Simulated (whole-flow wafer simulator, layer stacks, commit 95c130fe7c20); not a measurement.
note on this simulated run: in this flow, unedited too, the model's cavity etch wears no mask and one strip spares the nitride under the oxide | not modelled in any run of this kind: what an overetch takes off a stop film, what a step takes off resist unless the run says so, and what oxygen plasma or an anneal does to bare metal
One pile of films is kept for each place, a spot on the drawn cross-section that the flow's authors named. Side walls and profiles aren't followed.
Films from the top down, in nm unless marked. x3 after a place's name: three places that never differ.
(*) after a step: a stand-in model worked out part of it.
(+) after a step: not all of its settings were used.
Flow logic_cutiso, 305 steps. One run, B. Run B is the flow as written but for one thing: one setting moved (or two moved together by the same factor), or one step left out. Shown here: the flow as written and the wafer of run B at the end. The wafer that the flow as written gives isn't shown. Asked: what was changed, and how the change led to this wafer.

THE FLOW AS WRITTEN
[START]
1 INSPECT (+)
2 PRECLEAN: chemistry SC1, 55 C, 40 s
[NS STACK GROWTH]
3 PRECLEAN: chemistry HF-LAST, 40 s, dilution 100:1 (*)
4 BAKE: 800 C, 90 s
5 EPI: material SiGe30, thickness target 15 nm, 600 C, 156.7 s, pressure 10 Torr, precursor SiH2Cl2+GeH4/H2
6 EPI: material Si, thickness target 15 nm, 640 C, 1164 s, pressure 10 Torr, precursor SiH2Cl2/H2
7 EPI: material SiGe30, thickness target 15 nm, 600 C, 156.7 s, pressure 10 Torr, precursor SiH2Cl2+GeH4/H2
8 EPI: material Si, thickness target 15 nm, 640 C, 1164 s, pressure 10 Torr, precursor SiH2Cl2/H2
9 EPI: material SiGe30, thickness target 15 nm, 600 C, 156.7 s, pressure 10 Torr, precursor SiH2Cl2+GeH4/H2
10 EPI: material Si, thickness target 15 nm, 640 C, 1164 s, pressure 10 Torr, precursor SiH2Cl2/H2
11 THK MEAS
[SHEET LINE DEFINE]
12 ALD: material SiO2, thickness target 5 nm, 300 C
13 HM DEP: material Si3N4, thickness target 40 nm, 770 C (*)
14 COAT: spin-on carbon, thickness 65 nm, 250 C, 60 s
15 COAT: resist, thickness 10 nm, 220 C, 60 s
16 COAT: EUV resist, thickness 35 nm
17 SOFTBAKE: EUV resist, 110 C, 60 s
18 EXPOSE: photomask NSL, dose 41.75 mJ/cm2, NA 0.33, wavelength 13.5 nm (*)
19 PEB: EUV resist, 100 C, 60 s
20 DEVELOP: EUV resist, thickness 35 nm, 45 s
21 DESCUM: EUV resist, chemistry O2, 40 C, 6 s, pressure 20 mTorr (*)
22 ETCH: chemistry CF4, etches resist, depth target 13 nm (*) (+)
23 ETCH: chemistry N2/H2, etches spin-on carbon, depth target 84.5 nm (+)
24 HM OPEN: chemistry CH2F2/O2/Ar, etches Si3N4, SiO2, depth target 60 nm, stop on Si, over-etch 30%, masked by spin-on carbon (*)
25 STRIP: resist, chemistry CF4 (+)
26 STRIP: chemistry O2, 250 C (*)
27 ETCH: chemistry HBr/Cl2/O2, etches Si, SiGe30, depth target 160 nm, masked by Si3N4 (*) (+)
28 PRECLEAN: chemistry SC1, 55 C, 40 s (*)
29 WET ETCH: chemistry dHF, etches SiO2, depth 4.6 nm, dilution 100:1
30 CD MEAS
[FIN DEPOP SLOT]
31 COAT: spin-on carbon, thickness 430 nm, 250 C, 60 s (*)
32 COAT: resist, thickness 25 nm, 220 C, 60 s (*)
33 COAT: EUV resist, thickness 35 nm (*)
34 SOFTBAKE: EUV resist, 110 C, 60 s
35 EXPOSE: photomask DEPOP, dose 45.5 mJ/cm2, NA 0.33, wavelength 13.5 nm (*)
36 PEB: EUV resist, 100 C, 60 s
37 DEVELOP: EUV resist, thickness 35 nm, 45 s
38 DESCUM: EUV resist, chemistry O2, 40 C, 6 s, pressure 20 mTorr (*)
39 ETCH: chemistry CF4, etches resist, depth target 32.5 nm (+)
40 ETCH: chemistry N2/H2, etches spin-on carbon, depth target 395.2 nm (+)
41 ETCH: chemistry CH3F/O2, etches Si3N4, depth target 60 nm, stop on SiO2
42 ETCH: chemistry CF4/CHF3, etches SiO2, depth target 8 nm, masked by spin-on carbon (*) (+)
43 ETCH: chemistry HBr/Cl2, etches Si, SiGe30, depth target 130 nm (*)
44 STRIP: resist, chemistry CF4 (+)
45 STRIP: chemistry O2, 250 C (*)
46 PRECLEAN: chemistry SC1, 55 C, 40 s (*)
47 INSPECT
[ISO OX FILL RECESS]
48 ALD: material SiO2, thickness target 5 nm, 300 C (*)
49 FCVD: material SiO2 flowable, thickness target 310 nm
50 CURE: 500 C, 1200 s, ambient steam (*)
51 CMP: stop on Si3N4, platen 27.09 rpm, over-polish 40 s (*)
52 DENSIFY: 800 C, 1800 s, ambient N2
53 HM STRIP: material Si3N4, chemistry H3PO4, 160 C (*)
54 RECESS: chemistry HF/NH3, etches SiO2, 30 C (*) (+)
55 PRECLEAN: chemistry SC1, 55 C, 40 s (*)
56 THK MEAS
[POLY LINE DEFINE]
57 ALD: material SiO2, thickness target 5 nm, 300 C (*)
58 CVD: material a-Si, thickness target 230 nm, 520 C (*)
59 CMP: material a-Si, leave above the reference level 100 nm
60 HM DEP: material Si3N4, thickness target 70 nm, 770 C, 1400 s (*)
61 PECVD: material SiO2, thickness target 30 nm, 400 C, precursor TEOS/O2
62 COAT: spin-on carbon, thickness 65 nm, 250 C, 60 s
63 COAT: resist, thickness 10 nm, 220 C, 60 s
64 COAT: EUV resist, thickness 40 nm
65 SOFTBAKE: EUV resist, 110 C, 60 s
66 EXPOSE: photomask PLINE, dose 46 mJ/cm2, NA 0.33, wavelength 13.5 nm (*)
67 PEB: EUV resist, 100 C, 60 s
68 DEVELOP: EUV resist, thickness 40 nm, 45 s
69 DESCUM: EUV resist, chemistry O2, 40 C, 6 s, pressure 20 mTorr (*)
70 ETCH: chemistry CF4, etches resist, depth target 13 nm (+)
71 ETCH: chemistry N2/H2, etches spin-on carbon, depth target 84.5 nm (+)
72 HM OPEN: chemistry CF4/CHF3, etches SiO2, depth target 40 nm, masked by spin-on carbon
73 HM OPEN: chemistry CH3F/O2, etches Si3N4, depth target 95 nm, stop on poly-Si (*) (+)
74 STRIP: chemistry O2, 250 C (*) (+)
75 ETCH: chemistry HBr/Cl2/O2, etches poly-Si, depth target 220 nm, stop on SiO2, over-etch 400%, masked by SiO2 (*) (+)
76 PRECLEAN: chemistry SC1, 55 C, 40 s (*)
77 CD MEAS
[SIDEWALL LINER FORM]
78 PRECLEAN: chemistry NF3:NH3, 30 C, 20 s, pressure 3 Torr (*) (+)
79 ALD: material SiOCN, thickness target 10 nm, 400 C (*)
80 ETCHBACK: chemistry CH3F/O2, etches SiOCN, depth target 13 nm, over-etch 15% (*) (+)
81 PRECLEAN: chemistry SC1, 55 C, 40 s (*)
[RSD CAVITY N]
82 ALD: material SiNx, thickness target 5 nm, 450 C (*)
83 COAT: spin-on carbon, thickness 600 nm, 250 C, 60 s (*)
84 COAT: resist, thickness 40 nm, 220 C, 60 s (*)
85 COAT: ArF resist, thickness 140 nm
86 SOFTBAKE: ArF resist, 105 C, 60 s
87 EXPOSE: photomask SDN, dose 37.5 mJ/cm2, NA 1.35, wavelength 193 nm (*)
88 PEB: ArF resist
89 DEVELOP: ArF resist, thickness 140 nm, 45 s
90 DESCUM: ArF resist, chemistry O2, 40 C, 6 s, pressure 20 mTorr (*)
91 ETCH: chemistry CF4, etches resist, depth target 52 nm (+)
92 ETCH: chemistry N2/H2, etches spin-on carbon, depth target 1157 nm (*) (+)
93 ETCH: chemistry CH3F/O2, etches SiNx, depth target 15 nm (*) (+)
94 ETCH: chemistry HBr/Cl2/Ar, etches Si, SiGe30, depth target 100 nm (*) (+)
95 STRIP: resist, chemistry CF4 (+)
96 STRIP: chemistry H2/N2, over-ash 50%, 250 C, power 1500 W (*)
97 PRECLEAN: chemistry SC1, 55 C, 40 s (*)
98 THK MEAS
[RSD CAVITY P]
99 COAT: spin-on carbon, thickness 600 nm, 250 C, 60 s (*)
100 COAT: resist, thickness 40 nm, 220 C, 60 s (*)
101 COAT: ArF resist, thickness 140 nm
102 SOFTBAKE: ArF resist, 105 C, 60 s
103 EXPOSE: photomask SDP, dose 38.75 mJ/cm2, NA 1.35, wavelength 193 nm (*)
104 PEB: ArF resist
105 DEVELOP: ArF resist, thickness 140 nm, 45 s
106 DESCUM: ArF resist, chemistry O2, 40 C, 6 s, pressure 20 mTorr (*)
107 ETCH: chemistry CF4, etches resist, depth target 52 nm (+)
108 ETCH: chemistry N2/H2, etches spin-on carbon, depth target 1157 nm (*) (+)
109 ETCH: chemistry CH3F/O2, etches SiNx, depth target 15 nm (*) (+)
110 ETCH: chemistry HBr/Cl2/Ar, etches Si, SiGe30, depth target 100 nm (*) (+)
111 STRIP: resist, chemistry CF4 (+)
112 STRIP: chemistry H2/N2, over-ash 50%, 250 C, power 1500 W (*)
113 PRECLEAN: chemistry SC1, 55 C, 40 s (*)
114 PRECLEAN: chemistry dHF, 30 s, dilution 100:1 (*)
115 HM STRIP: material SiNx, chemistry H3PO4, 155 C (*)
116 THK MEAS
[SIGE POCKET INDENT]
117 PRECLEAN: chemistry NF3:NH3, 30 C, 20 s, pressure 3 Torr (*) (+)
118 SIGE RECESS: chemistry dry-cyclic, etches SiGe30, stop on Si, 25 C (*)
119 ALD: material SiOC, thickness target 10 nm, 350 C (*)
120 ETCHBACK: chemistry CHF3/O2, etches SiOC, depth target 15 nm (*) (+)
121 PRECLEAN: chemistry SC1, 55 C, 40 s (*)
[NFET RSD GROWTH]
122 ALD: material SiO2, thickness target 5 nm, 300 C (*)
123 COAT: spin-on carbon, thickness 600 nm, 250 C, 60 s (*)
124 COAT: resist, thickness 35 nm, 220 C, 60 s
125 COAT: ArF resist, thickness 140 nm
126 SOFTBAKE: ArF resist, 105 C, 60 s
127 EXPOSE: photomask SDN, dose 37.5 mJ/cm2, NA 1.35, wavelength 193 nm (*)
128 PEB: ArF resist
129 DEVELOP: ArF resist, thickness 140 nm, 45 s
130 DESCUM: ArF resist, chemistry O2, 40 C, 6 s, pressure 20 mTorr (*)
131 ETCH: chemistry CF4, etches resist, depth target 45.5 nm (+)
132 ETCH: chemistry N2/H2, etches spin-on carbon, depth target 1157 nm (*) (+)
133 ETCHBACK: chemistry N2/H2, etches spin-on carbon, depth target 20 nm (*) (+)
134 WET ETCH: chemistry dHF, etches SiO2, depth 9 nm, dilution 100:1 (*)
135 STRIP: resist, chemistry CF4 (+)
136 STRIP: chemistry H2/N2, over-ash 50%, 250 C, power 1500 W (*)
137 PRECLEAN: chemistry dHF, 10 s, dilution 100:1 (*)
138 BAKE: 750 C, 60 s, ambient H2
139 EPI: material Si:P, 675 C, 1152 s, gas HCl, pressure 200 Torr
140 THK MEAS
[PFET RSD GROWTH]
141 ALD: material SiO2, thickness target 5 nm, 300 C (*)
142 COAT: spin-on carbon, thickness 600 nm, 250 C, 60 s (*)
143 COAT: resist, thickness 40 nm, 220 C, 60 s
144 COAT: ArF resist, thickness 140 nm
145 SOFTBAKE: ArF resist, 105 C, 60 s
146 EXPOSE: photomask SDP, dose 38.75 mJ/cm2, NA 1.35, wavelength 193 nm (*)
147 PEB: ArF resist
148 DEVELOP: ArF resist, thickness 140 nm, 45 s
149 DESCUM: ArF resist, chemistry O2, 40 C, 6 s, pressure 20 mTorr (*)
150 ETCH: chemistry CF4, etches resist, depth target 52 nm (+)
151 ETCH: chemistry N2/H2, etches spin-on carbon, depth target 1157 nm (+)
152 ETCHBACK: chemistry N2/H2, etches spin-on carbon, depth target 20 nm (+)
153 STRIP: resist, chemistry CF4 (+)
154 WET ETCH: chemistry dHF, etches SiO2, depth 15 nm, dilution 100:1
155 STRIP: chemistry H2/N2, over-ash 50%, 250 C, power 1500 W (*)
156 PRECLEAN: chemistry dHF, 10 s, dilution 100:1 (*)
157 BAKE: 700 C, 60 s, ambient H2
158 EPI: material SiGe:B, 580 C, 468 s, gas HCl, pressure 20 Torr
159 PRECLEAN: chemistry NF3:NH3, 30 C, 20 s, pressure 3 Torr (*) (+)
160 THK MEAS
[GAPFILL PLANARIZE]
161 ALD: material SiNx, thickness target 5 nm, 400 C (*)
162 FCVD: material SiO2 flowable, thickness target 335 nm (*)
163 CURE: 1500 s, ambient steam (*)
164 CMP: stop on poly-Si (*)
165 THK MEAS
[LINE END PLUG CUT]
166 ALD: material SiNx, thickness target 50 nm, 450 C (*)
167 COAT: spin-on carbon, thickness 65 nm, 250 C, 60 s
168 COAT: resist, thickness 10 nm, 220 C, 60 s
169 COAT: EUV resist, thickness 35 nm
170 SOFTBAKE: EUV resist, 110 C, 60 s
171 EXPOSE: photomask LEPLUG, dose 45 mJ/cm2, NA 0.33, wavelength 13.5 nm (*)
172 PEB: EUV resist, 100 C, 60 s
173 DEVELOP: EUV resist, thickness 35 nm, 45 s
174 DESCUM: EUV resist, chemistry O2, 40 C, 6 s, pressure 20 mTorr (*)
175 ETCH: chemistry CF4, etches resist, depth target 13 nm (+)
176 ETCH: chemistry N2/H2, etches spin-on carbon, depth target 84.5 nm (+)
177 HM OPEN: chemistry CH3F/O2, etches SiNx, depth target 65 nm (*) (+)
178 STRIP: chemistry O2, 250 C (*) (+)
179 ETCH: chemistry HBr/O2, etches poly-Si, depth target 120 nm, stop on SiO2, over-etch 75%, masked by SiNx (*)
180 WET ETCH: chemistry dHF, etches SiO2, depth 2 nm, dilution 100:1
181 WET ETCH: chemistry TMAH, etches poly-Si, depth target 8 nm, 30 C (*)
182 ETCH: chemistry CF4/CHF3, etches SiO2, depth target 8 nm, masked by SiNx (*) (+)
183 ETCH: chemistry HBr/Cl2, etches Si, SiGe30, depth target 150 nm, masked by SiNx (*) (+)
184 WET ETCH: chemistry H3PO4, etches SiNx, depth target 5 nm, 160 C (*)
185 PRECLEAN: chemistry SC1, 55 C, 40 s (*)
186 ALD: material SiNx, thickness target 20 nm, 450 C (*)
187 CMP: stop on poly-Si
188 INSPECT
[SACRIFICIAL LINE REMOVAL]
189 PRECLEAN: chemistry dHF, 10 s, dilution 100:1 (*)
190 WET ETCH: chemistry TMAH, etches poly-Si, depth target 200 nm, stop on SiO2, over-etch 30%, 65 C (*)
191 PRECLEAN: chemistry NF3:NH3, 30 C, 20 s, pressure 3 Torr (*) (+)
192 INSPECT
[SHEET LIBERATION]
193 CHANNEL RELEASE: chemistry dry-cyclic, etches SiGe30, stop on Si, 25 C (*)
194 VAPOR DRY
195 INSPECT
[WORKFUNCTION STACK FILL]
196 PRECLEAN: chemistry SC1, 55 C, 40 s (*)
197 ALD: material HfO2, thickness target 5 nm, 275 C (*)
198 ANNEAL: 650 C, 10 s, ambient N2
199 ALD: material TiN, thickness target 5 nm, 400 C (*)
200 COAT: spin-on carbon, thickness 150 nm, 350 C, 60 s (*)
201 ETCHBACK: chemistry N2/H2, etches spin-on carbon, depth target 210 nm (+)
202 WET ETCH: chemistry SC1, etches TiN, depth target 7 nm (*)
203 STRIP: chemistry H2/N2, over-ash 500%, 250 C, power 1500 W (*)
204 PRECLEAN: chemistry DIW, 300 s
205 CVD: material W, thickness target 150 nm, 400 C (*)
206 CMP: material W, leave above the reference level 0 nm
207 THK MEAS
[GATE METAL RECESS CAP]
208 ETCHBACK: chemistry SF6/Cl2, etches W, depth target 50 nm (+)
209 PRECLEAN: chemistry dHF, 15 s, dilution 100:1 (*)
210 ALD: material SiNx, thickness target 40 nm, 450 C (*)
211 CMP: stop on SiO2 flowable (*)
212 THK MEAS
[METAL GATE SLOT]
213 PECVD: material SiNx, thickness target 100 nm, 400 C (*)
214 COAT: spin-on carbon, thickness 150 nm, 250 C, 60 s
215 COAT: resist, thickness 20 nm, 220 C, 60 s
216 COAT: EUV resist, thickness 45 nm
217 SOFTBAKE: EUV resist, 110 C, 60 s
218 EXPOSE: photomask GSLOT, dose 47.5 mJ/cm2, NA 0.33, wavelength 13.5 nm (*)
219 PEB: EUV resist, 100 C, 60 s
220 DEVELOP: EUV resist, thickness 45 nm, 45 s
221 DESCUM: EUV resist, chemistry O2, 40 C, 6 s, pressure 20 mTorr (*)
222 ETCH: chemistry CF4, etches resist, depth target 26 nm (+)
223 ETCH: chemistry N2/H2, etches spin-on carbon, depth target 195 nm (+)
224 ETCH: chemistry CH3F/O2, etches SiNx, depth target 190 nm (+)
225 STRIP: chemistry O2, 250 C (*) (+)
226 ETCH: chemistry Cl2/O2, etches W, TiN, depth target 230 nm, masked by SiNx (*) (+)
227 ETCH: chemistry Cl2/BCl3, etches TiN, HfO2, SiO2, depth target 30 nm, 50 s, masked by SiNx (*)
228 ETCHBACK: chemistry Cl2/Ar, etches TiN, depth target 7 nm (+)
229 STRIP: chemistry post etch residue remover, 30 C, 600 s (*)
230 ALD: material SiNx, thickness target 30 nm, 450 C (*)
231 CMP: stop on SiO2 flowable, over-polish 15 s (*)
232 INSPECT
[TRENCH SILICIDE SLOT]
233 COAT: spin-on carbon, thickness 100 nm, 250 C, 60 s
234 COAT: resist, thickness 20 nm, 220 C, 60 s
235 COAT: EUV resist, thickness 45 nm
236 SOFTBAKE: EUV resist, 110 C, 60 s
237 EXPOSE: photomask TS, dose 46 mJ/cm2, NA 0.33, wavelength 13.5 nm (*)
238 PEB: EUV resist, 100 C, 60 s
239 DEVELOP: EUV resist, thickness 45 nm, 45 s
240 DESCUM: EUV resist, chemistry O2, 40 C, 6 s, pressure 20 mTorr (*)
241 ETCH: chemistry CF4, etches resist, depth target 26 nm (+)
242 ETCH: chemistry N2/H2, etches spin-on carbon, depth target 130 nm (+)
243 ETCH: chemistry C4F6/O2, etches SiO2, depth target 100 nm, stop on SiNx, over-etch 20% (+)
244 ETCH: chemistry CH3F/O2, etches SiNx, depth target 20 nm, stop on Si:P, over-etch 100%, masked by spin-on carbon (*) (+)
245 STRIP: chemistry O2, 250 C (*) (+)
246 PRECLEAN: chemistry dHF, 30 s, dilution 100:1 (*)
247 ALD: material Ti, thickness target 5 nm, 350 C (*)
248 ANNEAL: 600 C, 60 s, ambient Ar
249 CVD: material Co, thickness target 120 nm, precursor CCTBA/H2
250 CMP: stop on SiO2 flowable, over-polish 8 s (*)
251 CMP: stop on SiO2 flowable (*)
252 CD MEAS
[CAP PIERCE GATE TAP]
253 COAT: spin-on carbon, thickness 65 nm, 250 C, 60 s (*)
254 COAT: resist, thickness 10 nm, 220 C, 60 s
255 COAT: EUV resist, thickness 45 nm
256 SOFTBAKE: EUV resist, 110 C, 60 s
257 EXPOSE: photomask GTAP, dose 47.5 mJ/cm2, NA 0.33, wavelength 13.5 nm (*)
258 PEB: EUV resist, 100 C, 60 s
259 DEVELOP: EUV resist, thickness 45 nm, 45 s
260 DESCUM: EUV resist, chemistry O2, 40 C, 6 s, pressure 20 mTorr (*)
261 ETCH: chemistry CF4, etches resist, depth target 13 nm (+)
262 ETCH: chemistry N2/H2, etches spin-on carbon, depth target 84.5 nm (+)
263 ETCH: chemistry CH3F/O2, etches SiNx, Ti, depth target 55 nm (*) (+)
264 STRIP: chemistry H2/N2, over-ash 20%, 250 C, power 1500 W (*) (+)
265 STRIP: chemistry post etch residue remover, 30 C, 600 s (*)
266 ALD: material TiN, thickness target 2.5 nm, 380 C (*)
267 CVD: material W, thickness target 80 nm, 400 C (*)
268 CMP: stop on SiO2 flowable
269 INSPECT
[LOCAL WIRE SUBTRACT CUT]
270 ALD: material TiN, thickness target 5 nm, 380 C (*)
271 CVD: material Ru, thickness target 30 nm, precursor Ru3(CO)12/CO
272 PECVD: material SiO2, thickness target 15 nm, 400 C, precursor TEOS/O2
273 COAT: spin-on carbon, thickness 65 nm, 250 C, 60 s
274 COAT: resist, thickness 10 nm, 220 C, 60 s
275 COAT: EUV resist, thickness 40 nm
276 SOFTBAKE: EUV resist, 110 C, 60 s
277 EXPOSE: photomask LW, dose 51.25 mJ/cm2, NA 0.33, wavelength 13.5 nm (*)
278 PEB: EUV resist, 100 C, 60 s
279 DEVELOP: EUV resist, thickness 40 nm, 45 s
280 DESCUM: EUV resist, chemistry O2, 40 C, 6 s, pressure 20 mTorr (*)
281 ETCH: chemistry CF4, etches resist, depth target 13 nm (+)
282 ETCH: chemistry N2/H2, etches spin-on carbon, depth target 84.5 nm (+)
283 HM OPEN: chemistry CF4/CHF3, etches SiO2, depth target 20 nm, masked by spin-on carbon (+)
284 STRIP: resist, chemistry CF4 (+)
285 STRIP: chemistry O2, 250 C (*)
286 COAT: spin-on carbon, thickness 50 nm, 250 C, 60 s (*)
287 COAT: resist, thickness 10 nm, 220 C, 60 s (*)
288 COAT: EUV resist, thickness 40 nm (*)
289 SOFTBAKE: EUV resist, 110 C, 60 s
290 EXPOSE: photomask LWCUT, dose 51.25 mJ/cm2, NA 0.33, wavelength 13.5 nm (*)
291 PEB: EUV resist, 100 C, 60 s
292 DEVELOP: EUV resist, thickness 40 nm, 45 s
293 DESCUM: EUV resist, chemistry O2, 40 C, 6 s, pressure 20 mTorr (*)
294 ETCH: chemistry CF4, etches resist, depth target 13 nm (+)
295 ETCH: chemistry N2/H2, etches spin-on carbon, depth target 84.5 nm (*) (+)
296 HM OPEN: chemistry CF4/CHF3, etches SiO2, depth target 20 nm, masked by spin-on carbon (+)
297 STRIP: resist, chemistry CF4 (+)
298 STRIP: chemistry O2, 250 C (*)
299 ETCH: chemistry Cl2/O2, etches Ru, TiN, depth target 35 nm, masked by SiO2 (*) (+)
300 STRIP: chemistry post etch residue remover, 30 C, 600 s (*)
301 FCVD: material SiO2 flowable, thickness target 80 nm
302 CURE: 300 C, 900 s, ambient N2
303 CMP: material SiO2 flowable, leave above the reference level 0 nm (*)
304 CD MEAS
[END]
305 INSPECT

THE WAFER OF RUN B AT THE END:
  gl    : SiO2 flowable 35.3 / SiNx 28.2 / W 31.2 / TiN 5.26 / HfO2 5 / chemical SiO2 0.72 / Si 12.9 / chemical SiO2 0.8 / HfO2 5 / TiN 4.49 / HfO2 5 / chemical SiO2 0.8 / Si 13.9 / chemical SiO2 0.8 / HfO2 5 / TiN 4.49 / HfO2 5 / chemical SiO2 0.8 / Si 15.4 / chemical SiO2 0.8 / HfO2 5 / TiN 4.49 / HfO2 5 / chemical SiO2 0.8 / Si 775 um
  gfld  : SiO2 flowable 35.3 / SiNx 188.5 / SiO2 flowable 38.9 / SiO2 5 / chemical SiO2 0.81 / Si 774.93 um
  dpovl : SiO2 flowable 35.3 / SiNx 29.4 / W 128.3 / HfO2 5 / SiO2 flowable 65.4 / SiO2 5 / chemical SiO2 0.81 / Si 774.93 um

The cause: step 6, EPI: 1281 s was run, where the flow has 1164 s.

How the change led to this, step by step:
  6 EPI: material Si, thickness target 15 nm, 640 C, 1164 s, pressure 10 Torr, precursor SiH2Cl2/H2
      depop, dpovl, gfld and 19 more: Si +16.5 (new film) (as written it would be: Si +15 (new film))
  27 ETCH: chemistry HBr/Cl2/O2, etches Si, SiGe30, depth target 160 nm, masked by Si3N4 (*) (+)
      gfld, gxf, iso, lnri: chemical SiO2 -0.79 (all of it), Si -11.4 (all of it), SiGe30 -15 (all of it), Si -15 (all of it), SiGe30 -15 (all of it), Si -16.5 (all of it), SiGe30 -15 (all of it), Si -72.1 (as written it would be: chemical SiO2 -0.79 (all of it), Si -11.4 (all of it), SiGe30 -15 (all of it), Si -15 (all of it), SiGe30 -15 (all of it), Si -15 (all of it), SiGe30 -15 (all of it), Si -73.6)
      dpovl, nsgap: chemical SiO2 -0.79 (all of it), Si -11.8 (all of it), SiGe30 -15 (all of it), Si -15 (all of it), SiGe30 -15 (all of it), Si -16.5 (all of it), SiGe30 -15 (all of it), Si -71.7 (as written it would be: chemical SiO2 -0.79 (all of it), Si -11.8 (all of it), SiGe30 -15 (all of it), Si -15 (all of it), SiGe30 -15 (all of it), Si -15 (all of it), SiGe30 -15 (all of it), Si -73.2)
      (and at 1 more place)
  43 ETCH: chemistry HBr/Cl2, etches Si, SiGe30, depth target 130 nm (*)
      depop: Si -14 (all of it), SiGe30 -15 (all of it), Si -15 (all of it), SiGe30 -15 (all of it), Si -16.5 (all of it), SiGe30 -15 (all of it), Si -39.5 (as written it would be: Si -14 (all of it), SiGe30 -15 (all of it), Si -15 (all of it), SiGe30 -15 (all of it), Si -15 (all of it), SiGe30 -15 (all of it), Si -41)
  94 ETCH: chemistry HBr/Cl2/Ar, etches Si, SiGe30, depth target 100 nm (*) (+)
      rsdn, rsdx: chemical SiO2 -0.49 (all of it), Si -12.8 (all of it), SiGe30 -15 (all of it), Si -15 (all of it), SiGe30 -15 (all of it), Si -16.5 (all of it), SiGe30 -15 (all of it), Si -10.7 (as written it would be: chemical SiO2 -0.49 (all of it), Si -12.8 (all of it), SiGe30 -15 (all of it), Si -15 (all of it), SiGe30 -15 (all of it), Si -15 (all of it), SiGe30 -15 (all of it), Si -12.2)
  110 ETCH: chemistry HBr/Cl2/Ar, etches Si, SiGe30, depth target 100 nm (*) (+)
      rsdp, rsdw: chemical SiO2 -0.49 (all of it), Si -12.8 (all of it), SiGe30 -15 (all of it), Si -15 (all of it), SiGe30 -15 (all of it), Si -16.5 (all of it), SiGe30 -15 (all of it), Si -10.7 (as written it would be: chemical SiO2 -0.49 (all of it), Si -12.8 (all of it), SiGe30 -15 (all of it), Si -15 (all of it), SiGe30 -15 (all of it), Si -15 (all of it), SiGe30 -15 (all of it), Si -12.2)
  183 ETCH: chemistry HBr/Cl2, etches Si, SiGe30, depth target 150 nm, masked by SiNx (*) (+)
      plug: Si -13.6 (all of it), SiGe30 -15 (all of it), Si -15 (all of it), SiGe30 -15 (all of it), Si -16.5 (all of it), SiGe30 -15 (all of it), Si -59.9 (as written it would be: Si -13.6 (all of it), SiGe30 -15 (all of it), Si -15 (all of it), SiGe30 -15 (all of it), Si -15 (all of it), SiGe30 -15 (all of it), Si -61.4)
